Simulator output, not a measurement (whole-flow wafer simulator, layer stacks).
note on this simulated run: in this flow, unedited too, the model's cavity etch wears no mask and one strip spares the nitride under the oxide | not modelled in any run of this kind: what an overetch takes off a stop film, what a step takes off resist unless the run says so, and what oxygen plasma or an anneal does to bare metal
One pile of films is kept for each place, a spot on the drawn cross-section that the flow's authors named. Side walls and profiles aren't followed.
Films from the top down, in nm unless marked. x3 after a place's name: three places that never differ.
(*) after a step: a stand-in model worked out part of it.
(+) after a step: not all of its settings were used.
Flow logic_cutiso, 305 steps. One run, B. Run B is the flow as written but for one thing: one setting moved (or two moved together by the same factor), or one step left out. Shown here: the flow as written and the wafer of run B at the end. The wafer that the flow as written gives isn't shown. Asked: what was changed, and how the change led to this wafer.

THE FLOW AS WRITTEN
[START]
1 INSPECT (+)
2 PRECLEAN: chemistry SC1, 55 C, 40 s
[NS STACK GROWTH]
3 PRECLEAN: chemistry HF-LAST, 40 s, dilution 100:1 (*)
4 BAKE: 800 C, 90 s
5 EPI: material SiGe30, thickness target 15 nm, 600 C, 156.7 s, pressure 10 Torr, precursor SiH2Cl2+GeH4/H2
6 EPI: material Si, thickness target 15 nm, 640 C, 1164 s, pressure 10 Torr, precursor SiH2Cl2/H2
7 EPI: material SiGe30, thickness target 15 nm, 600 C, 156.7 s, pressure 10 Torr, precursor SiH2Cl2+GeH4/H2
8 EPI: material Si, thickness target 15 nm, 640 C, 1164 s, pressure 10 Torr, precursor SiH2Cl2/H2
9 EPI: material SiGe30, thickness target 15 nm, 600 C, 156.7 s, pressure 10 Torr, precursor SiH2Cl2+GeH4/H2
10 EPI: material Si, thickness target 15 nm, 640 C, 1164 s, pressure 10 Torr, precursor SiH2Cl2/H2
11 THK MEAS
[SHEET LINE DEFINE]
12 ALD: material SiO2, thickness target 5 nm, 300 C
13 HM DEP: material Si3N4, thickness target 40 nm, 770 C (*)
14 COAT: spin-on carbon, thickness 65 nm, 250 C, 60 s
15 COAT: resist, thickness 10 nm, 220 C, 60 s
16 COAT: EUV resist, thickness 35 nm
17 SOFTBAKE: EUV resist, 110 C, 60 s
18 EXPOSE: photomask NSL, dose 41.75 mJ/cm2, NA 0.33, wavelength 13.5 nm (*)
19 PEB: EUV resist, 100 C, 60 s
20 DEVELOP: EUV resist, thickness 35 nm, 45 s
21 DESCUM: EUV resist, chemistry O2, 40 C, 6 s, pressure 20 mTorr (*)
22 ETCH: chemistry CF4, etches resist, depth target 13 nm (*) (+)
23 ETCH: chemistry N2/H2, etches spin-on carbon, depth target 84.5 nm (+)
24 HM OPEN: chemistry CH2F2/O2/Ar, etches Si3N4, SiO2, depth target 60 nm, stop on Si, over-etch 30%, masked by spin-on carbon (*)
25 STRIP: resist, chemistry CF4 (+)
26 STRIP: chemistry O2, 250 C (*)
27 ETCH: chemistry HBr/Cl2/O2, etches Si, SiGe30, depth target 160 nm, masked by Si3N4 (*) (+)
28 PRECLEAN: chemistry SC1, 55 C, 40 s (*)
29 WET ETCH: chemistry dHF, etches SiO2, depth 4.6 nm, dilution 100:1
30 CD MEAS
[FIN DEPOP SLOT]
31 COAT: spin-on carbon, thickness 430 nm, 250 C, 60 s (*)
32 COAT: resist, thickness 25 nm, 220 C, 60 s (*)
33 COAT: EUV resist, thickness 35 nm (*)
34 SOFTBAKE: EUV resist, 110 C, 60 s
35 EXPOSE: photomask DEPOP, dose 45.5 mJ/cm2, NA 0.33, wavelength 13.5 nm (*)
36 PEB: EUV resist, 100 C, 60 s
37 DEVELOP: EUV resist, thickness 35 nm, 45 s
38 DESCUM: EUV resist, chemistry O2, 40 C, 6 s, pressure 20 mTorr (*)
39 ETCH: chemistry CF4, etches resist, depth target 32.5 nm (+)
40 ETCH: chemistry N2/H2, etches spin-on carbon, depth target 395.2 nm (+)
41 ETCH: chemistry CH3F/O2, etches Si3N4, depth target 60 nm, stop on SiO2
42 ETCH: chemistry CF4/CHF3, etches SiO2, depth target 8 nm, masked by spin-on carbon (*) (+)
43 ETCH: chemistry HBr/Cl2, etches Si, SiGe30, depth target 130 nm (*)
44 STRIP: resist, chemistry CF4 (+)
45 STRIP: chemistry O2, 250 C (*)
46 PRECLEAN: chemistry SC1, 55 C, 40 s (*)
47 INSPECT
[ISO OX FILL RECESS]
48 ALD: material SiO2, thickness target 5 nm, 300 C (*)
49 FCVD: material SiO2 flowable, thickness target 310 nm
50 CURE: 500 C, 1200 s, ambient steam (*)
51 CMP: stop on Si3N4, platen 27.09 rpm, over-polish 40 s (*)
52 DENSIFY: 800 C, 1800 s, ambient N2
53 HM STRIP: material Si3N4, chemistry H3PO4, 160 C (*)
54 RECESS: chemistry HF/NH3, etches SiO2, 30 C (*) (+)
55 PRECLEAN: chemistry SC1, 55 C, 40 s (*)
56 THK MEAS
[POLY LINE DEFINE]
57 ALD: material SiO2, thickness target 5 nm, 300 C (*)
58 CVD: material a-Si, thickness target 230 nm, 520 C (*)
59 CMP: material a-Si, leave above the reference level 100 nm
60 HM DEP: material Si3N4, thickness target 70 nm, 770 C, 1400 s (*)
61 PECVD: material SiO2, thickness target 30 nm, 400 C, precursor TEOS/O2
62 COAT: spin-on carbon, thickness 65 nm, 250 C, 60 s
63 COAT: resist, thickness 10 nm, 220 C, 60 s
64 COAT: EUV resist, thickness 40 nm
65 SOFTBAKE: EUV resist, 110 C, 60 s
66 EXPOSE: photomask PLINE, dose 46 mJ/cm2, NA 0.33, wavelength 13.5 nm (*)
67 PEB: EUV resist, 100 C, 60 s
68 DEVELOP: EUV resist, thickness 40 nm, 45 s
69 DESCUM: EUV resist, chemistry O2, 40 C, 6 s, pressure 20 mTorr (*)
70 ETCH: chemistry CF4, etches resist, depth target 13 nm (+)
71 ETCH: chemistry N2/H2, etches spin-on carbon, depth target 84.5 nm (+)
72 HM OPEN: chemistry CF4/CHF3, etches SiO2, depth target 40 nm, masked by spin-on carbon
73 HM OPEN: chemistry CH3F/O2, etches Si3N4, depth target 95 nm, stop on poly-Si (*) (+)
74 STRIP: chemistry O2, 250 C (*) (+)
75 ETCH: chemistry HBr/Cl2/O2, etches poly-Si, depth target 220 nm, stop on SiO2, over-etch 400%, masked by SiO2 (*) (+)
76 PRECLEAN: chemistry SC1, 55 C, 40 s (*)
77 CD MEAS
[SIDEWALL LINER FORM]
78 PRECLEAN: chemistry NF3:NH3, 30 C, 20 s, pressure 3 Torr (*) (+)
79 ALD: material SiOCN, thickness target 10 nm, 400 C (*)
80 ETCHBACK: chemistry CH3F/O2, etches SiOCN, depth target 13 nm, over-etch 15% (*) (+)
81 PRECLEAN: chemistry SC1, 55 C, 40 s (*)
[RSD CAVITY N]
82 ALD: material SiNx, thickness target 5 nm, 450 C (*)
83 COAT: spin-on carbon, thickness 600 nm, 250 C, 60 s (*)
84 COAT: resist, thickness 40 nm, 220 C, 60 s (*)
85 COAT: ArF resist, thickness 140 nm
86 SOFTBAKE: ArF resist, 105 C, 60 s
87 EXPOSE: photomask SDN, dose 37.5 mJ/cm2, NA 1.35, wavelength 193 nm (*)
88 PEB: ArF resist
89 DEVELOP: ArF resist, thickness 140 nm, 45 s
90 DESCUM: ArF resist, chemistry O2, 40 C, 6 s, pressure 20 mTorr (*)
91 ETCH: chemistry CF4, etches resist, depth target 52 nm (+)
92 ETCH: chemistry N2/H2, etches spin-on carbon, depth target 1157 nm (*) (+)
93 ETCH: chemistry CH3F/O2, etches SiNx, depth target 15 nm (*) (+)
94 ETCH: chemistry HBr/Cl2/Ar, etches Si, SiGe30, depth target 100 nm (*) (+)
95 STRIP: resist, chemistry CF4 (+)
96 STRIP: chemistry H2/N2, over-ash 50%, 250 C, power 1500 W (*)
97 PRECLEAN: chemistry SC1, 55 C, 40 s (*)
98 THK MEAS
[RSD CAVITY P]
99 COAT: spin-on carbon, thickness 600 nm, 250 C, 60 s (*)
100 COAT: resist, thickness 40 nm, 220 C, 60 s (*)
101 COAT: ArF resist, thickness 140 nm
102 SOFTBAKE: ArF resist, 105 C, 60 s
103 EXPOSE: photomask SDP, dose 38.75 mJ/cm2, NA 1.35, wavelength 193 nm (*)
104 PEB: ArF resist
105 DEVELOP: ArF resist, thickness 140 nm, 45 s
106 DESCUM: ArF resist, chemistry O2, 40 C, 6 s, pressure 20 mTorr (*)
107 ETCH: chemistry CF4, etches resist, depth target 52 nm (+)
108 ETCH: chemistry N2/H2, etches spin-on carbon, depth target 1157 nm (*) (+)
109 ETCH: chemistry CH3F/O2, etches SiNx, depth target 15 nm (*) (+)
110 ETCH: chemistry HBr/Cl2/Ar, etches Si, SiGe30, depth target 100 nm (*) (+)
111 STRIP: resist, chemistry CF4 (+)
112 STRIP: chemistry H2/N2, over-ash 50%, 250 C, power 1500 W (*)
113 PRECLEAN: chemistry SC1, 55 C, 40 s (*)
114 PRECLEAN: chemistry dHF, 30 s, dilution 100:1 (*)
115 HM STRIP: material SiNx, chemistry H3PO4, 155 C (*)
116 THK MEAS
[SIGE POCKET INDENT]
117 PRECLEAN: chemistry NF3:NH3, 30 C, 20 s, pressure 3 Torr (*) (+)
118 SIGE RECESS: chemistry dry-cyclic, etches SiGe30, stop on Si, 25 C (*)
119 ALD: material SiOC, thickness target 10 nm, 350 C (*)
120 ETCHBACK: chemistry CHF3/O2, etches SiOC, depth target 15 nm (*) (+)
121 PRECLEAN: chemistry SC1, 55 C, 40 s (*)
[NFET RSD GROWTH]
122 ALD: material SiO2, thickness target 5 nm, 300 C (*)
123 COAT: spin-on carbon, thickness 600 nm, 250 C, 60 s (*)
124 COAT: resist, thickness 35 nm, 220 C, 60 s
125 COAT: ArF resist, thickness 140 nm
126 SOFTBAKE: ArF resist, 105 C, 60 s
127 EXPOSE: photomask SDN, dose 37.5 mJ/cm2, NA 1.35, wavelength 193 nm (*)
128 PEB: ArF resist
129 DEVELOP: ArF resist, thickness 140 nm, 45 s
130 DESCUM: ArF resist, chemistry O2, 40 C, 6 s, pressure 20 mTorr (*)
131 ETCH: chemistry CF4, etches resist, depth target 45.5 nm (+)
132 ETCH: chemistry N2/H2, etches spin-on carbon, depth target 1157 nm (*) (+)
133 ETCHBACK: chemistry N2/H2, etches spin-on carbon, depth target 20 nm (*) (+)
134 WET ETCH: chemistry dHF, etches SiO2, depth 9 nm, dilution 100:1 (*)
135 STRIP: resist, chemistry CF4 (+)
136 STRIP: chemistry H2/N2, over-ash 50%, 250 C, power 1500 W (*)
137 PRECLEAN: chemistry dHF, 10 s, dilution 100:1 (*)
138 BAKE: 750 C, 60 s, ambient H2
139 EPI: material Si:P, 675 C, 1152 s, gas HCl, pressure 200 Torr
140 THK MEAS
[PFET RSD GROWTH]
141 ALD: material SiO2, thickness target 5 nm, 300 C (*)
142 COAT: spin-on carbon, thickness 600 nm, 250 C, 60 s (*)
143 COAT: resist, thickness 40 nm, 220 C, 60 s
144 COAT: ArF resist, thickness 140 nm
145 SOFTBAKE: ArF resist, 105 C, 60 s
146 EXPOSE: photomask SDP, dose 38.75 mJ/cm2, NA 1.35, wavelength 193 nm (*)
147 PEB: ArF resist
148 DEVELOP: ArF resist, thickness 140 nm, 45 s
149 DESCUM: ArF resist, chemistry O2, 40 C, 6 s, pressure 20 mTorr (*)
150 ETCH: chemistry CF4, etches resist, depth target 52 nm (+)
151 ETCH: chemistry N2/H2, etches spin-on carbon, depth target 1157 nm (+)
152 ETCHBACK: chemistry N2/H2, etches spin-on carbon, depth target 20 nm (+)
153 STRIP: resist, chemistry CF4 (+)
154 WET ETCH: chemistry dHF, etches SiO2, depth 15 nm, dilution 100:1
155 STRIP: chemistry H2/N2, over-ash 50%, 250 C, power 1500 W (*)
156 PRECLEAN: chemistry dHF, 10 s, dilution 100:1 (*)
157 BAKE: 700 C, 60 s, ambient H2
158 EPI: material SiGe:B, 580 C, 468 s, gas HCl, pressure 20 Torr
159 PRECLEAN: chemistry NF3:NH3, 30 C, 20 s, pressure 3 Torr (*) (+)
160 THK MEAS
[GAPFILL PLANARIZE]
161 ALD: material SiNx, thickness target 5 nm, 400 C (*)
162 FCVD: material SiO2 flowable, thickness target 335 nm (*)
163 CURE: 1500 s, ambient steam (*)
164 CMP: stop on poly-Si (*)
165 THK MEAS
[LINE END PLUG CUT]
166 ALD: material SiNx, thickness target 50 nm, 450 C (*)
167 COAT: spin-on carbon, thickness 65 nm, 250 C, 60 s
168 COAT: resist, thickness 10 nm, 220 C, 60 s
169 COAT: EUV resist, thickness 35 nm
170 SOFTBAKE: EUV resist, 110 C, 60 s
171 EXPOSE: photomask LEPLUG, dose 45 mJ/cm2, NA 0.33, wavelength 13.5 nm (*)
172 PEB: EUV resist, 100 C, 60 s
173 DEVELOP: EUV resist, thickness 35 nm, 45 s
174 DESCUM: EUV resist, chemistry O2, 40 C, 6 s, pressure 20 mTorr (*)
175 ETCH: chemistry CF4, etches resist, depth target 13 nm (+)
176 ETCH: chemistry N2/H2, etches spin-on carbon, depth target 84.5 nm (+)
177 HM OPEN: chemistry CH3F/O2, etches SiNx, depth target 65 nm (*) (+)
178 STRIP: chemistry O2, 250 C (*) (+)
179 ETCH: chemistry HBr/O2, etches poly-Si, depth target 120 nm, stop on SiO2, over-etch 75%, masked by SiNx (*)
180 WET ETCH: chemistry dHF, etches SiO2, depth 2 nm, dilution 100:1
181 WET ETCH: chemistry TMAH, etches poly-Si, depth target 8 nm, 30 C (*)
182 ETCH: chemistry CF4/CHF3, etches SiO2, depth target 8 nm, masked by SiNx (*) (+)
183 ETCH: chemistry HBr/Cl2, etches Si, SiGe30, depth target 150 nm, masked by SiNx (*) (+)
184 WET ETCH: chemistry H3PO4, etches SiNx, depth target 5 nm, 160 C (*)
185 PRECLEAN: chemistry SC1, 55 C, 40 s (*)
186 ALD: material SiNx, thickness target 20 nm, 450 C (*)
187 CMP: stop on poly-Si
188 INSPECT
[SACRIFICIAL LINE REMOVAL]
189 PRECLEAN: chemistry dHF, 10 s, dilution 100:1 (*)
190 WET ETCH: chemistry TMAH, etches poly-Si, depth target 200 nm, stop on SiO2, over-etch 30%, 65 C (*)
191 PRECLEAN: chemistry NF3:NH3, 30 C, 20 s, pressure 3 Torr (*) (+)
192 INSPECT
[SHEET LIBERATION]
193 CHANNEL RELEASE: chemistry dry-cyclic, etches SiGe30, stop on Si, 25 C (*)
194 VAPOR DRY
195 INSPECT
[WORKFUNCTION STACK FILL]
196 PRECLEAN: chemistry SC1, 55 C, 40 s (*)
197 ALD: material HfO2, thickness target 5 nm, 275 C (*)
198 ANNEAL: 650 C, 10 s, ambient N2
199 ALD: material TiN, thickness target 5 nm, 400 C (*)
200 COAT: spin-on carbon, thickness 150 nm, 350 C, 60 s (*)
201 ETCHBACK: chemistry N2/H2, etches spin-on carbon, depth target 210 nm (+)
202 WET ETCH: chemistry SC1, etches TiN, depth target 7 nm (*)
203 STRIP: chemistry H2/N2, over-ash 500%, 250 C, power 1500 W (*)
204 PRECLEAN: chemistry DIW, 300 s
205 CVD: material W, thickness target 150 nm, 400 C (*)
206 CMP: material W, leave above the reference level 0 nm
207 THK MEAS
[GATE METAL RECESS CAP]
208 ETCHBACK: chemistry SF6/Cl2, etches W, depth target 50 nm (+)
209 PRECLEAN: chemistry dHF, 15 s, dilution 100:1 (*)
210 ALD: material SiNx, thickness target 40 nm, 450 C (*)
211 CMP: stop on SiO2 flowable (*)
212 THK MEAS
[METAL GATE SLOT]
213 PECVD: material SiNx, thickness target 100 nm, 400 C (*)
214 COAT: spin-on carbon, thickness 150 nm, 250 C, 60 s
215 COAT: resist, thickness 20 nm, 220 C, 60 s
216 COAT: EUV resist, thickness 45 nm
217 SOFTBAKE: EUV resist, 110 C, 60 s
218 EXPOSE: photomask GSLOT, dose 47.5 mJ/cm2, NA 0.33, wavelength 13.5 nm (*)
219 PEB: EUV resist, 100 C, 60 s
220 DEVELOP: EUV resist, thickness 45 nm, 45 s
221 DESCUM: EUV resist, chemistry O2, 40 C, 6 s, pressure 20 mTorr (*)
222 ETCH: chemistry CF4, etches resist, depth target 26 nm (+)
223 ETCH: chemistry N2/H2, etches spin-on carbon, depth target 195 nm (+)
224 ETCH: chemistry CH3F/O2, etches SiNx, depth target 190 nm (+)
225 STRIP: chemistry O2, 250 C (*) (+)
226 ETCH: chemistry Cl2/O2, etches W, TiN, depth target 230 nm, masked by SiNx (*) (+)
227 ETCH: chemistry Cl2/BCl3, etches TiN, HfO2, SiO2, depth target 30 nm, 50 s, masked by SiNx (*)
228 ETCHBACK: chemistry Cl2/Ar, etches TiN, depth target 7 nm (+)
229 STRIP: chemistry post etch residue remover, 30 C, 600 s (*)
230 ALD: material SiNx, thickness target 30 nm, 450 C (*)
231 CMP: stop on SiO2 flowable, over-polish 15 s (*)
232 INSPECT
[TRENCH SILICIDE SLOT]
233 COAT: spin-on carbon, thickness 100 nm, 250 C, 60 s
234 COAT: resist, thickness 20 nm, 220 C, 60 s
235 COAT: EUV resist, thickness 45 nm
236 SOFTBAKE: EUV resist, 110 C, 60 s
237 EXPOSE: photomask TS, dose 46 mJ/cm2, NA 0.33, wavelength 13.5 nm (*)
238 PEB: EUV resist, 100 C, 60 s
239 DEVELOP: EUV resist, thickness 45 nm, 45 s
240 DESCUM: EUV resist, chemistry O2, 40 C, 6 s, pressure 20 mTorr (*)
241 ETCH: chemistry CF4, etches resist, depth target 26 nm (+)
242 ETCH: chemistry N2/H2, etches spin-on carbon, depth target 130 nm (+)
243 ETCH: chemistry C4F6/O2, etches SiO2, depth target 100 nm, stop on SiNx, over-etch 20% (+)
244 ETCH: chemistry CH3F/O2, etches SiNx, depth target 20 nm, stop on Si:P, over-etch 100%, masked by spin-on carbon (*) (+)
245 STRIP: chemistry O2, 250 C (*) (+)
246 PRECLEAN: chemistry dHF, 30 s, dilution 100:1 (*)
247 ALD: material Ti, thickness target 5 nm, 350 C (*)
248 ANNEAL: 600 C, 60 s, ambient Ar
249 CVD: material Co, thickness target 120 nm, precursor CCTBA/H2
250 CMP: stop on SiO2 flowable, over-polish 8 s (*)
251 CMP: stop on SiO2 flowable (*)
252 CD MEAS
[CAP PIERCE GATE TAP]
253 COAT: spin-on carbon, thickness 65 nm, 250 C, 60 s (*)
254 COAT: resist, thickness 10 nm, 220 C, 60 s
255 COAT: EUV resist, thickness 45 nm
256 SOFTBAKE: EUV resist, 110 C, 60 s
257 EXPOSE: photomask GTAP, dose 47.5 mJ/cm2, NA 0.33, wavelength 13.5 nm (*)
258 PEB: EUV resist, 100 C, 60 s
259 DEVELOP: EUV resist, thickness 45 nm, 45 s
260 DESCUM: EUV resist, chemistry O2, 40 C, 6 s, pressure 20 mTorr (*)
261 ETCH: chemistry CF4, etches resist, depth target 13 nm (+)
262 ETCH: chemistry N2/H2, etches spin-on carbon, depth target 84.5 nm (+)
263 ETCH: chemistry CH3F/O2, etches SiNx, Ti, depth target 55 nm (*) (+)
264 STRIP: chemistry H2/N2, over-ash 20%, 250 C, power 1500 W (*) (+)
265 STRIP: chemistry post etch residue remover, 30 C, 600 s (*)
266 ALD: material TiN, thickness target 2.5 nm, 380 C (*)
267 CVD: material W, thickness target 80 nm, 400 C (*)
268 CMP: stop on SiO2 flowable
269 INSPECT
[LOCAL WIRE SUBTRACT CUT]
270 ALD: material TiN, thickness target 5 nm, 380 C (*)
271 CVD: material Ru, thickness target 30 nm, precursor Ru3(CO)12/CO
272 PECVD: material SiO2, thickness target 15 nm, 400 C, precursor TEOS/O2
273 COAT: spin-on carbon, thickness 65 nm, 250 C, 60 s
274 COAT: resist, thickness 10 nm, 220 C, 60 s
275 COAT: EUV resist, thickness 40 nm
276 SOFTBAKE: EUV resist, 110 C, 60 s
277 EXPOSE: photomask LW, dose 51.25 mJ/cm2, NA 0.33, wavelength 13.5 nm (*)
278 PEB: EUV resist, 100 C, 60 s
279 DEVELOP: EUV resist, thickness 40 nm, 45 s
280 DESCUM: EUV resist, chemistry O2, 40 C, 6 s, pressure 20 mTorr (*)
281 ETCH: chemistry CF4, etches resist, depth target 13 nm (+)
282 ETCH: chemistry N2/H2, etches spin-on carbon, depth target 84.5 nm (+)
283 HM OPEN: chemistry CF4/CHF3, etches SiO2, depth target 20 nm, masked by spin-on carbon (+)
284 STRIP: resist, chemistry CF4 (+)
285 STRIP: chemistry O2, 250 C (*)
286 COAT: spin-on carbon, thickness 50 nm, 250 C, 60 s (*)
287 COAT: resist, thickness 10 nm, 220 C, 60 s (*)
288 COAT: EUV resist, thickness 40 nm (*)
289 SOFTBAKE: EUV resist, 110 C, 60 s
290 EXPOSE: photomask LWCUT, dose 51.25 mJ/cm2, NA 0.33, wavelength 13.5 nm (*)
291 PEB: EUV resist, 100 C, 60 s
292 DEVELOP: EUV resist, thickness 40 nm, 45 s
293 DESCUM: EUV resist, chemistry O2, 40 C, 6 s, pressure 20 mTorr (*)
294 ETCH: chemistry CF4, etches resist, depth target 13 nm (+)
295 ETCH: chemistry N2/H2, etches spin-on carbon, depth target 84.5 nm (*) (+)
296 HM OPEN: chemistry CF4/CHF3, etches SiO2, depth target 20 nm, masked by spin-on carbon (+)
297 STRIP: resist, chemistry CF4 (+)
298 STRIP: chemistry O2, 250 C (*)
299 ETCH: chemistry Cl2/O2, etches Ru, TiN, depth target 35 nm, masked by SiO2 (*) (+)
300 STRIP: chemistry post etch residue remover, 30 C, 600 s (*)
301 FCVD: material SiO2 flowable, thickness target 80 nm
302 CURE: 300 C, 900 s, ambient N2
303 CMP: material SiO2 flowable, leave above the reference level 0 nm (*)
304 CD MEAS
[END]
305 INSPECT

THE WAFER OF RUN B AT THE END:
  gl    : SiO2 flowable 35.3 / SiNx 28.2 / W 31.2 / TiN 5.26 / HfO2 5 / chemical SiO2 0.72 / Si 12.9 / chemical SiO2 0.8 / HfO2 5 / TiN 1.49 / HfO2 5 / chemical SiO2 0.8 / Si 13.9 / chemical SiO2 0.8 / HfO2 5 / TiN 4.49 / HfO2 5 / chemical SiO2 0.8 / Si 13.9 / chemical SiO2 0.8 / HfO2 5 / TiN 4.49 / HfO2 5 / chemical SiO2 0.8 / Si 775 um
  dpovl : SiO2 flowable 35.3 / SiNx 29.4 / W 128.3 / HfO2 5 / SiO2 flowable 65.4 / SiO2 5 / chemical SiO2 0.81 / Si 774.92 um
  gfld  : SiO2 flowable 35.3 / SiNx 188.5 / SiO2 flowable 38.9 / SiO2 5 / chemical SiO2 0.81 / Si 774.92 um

The cause: step 9, EPI: 125.4 s was run, where the flow has 156.7 s.

How the change led to this, step by step:
  9 EPI: material SiGe30, thickness target 15 nm, 600 C, 156.7 s, pressure 10 Torr, precursor SiH2Cl2+GeH4/H2
      depop, dpovl, gfld and 19 more: SiGe30 +12 (new film) (as written it would be: SiGe30 +15 (new film))
  27 ETCH: chemistry HBr/Cl2/O2, etches Si, SiGe30, depth target 160 nm, masked by Si3N4 (*) (+)
      gfld, gxf, iso, lnri: chemical SiO2 -0.79 (all of it), Si -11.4 (all of it), SiGe30 -12 (all of it), Si -15 (all of it), SiGe30 -15 (all of it), Si -15 (all of it), SiGe30 -15 (all of it), Si -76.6 (as written it would be: chemical SiO2 -0.79 (all of it), Si -11.4 (all of it), SiGe30 -15 (all of it), Si -15 (all of it), SiGe30 -15 (all of it), Si -15 (all of it), SiGe30 -15 (all of it), Si -73.6)
      dpovl, nsgap: chemical SiO2 -0.79 (all of it), Si -11.8 (all of it), SiGe30 -12 (all of it), Si -15 (all of it), SiGe30 -15 (all of it), Si -15 (all of it), SiGe30 -15 (all of it), Si -76.2 (as written it would be: chemical SiO2 -0.79 (all of it), Si -11.8 (all of it), SiGe30 -15 (all of it), Si -15 (all of it), SiGe30 -15 (all of it), Si -15 (all of it), SiGe30 -15 (all of it), Si -73.2)
      (and at 1 more place)
  43 ETCH: chemistry HBr/Cl2, etches Si, SiGe30, depth target 130 nm (*)
      depop: Si -14 (all of it), SiGe30 -12 (all of it), Si -15 (all of it), SiGe30 -15 (all of it), Si -15 (all of it), SiGe30 -15 (all of it), Si -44 (as written it would be: Si -14 (all of it), SiGe30 -15 (all of it), Si -15 (all of it), SiGe30 -15 (all of it), Si -15 (all of it), SiGe30 -15 (all of it), Si -41)
  94 ETCH: chemistry HBr/Cl2/Ar, etches Si, SiGe30, depth target 100 nm (*) (+)
      rsdn, rsdx: chemical SiO2 -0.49 (all of it), Si -12.8 (all of it), SiGe30 -12 (all of it), Si -15 (all of it), SiGe30 -15 (all of it), Si -15 (all of it), SiGe30 -15 (all of it), Si -15.2 (as written it would be: chemical SiO2 -0.49 (all of it), Si -12.8 (all of it), SiGe30 -15 (all of it), Si -15 (all of it), SiGe30 -15 (all of it), Si -15 (all of it), SiGe30 -15 (all of it), Si -12.2)
  110 ETCH: chemistry HBr/Cl2/Ar, etches Si, SiGe30, depth target 100 nm (*) (+)
      rsdp, rsdw: chemical SiO2 -0.49 (all of it), Si -12.8 (all of it), SiGe30 -12 (all of it), Si -15 (all of it), SiGe30 -15 (all of it), Si -15 (all of it), SiGe30 -15 (all of it), Si -15.2 (as written it would be: chemical SiO2 -0.49 (all of it), Si -12.8 (all of it), SiGe30 -15 (all of it), Si -15 (all of it), SiGe30 -15 (all of it), Si -15 (all of it), SiGe30 -15 (all of it), Si -12.2)
  118 SIGE RECESS: chemistry dry-cyclic, etches SiGe30, stop on Si, 25 C (*)
      lnr, lnrp, lnrt: SiOCN -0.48, Si -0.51, cavity +13 (new film), SiGe30 -12 (all of it), Si -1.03, cavity +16 (new film), SiGe30 -15 (all of it), Si -1.03, cavity +16 (new film), SiGe30 -15 (all of it), Si -0.51 (as written it would be: SiOCN -0.48, Si -0.51, cavity +16 (new film), SiGe30 -15 (all of it), Si -1.03, cavity +16 (new film), SiGe30 -15 (all of it), Si -1.03, cavity +16 (new film), SiGe30 -15 (all of it), Si -0.51)
  119 ALD: material SiOC, thickness target 10 nm, 350 C (*)
      lnr, lnrp, lnrt: SiOC +10 (new film), SiOC +13 (new film), cavity -13 (all of it), SiOC +16 (new film), cavity -16 (all of it), SiOC +16 (new film), cavity -16 (all of it) (as written it would be: SiOC +10 (new film), SiOC +16 (new film), cavity -16 (all of it), SiOC +16 (new film), cavity -16 (all of it), SiOC +16 (new film), cavity -16 (all of it))
  183 ETCH: chemistry HBr/Cl2, etches Si, SiGe30, depth target 150 nm, masked by SiNx (*) (+)
      plug: Si -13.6 (all of it), SiGe30 -12 (all of it), Si -15 (all of it), SiGe30 -15 (all of it), Si -15 (all of it), SiGe30 -15 (all of it), Si -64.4 (as written it would be: Si -13.6 (all of it), SiGe30 -15 (all of it), Si -15 (all of it), SiGe30 -15 (all of it), Si -15 (all of it), SiGe30 -15 (all of it), Si -61.4)
  193 CHANNEL RELEASE: chemistry dry-cyclic, etches SiGe30, stop on Si, 25 C (*)
      gl, glp, gxn, gxp, ns, tap: chemical SiO2 +0.8 (new film), Si -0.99, chemical SiO2 +0.8 (new film), cavity +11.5 (new film), chemical SiO2 +0.8 (new film), SiGe30 -12 (all of it), Si -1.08, chemical SiO2 +0.8 (new film), cavity +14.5 (new film), chemical SiO2 +0.8 (new film), SiGe30 -15 (all of it), Si -1.08, chemical SiO2 +0.8 (new film), cavity +14.5 (new film), chemical SiO2 +0.8 (new film), SiGe30 -15 (all of it), Si -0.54 (as written it would be: chemical SiO2 +0.8 (new film), Si -0.99, chemical SiO2 +0.8 (new film), cavity +14.5 (new film), chemical SiO2 +0.8 (new film), SiGe30 -15 (all of it), Si -1.08, chemical SiO2 +0.8 (new film), cavity +14.5 (new film), chemical SiO2 +0.8 (new film), SiGe30 -15 (all of it), Si -1.08, chemical SiO2 +0.8 (new film), cavity +14.5 (new film), chemical SiO2 +0.8 (new film), SiGe30 -15 (all of it), Si -0.54)
  199 ALD: material TiN, thickness target 5 nm, 400 C (*)
      gl, glp, tap: TiN +5.26 (new film), TiN +1.49 (new film), cavity -1.49 (all of it), TiN +4.49 (new film), cavity -4.49 (all of it), TiN +4.49 (new film), cavity -4.49 (all of it) (as written it would be: TiN +5.26 (new film), TiN +4.49 (new film), cavity -4.49 (all of it), TiN +4.49 (new film), cavity -4.49 (all of it), TiN +4.49 (new film), cavity -4.49 (all of it))
      gxn, gxp, ns: TiN +5 (new film), TiN +1.49 (new film), cavity -1.49 (all of it), TiN +4.49 (new film), cavity -4.49 (all of it), TiN +4.49 (new film), cavity -4.49 (all of it) (as written it would be: TiN +5 (new film), TiN +4.49 (new film), cavity -4.49 (all of it), TiN +4.49 (new film), cavity -4.49 (all of it), TiN +4.49 (new film), cavity -4.49 (all of it))
